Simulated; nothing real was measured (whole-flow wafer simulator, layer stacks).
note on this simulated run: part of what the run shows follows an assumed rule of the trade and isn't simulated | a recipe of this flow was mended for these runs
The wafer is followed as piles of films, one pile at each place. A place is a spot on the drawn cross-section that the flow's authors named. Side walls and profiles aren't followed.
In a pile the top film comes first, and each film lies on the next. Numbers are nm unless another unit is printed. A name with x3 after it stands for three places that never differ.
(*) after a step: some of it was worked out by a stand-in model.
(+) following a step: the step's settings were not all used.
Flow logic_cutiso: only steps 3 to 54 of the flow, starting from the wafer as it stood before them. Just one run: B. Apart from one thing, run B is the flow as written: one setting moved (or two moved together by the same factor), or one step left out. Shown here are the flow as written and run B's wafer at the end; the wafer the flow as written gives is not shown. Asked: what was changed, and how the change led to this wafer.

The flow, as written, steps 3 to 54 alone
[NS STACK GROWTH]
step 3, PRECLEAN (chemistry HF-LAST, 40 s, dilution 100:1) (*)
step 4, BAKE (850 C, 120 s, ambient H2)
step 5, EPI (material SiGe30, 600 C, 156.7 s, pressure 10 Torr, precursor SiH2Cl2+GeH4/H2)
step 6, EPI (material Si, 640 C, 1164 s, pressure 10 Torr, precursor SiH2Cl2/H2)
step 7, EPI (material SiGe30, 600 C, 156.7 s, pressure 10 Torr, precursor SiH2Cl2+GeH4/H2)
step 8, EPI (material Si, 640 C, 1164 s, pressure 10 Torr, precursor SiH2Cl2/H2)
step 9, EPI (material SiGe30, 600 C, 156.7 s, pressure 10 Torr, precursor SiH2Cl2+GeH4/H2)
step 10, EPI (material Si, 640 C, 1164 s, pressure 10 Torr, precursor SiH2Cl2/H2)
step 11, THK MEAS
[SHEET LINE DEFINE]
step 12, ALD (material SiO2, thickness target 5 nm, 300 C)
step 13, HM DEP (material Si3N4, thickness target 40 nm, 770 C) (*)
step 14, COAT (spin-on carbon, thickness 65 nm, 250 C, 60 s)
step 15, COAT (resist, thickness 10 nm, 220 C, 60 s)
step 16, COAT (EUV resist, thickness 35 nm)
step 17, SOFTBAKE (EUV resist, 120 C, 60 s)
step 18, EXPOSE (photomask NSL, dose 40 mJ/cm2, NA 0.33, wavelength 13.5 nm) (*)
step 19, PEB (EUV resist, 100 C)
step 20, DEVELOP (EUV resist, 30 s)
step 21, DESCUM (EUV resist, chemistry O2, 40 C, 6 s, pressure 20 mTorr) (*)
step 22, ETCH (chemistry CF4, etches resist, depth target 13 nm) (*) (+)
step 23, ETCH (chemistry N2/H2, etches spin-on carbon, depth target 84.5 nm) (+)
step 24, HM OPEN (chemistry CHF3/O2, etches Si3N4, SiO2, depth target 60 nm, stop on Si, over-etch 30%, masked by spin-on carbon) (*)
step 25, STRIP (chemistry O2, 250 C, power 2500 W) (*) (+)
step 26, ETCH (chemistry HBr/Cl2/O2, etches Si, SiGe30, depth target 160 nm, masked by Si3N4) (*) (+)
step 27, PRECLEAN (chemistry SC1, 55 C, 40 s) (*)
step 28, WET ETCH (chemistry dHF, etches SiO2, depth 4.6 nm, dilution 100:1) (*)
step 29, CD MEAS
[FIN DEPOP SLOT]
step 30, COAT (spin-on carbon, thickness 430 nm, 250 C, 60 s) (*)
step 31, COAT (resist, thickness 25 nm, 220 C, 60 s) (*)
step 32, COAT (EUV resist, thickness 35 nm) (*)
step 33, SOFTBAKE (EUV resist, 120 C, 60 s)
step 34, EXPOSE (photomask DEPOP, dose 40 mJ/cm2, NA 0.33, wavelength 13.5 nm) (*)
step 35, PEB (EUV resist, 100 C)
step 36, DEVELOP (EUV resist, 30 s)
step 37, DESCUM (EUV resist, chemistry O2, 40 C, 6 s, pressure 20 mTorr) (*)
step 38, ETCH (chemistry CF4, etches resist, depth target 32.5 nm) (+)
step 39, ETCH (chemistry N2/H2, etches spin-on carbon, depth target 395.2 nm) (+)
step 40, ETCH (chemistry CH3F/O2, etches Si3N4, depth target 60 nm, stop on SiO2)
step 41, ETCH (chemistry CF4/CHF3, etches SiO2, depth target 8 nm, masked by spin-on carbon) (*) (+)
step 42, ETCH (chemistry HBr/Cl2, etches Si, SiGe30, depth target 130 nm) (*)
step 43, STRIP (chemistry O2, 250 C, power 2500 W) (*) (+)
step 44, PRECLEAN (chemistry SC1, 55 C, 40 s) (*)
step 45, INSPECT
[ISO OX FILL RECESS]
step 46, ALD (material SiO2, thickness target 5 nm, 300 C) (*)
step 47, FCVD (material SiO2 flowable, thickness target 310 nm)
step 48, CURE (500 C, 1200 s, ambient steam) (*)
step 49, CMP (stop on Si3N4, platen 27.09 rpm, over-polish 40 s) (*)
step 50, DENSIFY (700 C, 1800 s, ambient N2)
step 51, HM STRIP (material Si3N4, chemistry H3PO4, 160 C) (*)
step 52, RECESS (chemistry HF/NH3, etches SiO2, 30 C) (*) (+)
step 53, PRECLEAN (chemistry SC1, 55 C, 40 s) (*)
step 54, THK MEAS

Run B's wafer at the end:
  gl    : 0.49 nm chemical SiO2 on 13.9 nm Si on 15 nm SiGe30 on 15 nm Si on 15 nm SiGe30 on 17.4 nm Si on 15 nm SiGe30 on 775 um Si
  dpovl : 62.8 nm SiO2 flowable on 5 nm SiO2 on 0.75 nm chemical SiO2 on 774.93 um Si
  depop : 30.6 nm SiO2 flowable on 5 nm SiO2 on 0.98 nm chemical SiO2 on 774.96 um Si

Cause: step 6, EPI: 1351 s was run, though the flow has 1164 s.

The path from the change to this, step by step:
  step 6, EPI (material Si, 640 C, 1164 s, pressure 10 Torr, precursor SiH2Cl2/H2)
      depop, dpovl, gfld and 19 more: Si gains 17.4 (new film) (as written it would have been: Si gains 15 (new film))
  step 26, ETCH (chemistry HBr/Cl2/O2, etches Si, SiGe30, depth target 160 nm, masked by Si3N4) (*) (+)
      dpovl, gfld, gxf, iso, isow, lnri, nsgap: chemical SiO2 loses 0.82 (all of it), Si loses 12 (all of it), SiGe30 loses 15 (all of it), Si loses 15 (all of it), SiGe30 loses 15 (all of it), Si loses 17.4 (all of it), SiGe30 loses 15 (all of it), Si loses 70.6 (as written it would have been: chemical SiO2 loses 0.82 (all of it), Si loses 12 (all of it), SiGe30 loses 15 (all of it), Si loses 15 (all of it), SiGe30 loses 15 (all of it), Si loses 15 (all of it), SiGe30 loses 15 (all of it), Si loses 73)
  step 42, ETCH (chemistry HBr/Cl2, etches Si, SiGe30, depth target 130 nm) (*)
      depop: Si loses 13.8 (all of it), SiGe30 loses 15 (all of it), Si loses 15 (all of it), SiGe30 loses 15 (all of it), Si loses 17.4 (all of it), SiGe30 loses 15 (all of it), Si loses 38.8 (as written it would have been: Si loses 13.8 (all of it), SiGe30 loses 15 (all of it), Si loses 15 (all of it), SiGe30 loses 15 (all of it), Si loses 15 (all of it), SiGe30 loses 15 (all of it), Si loses 41.2)
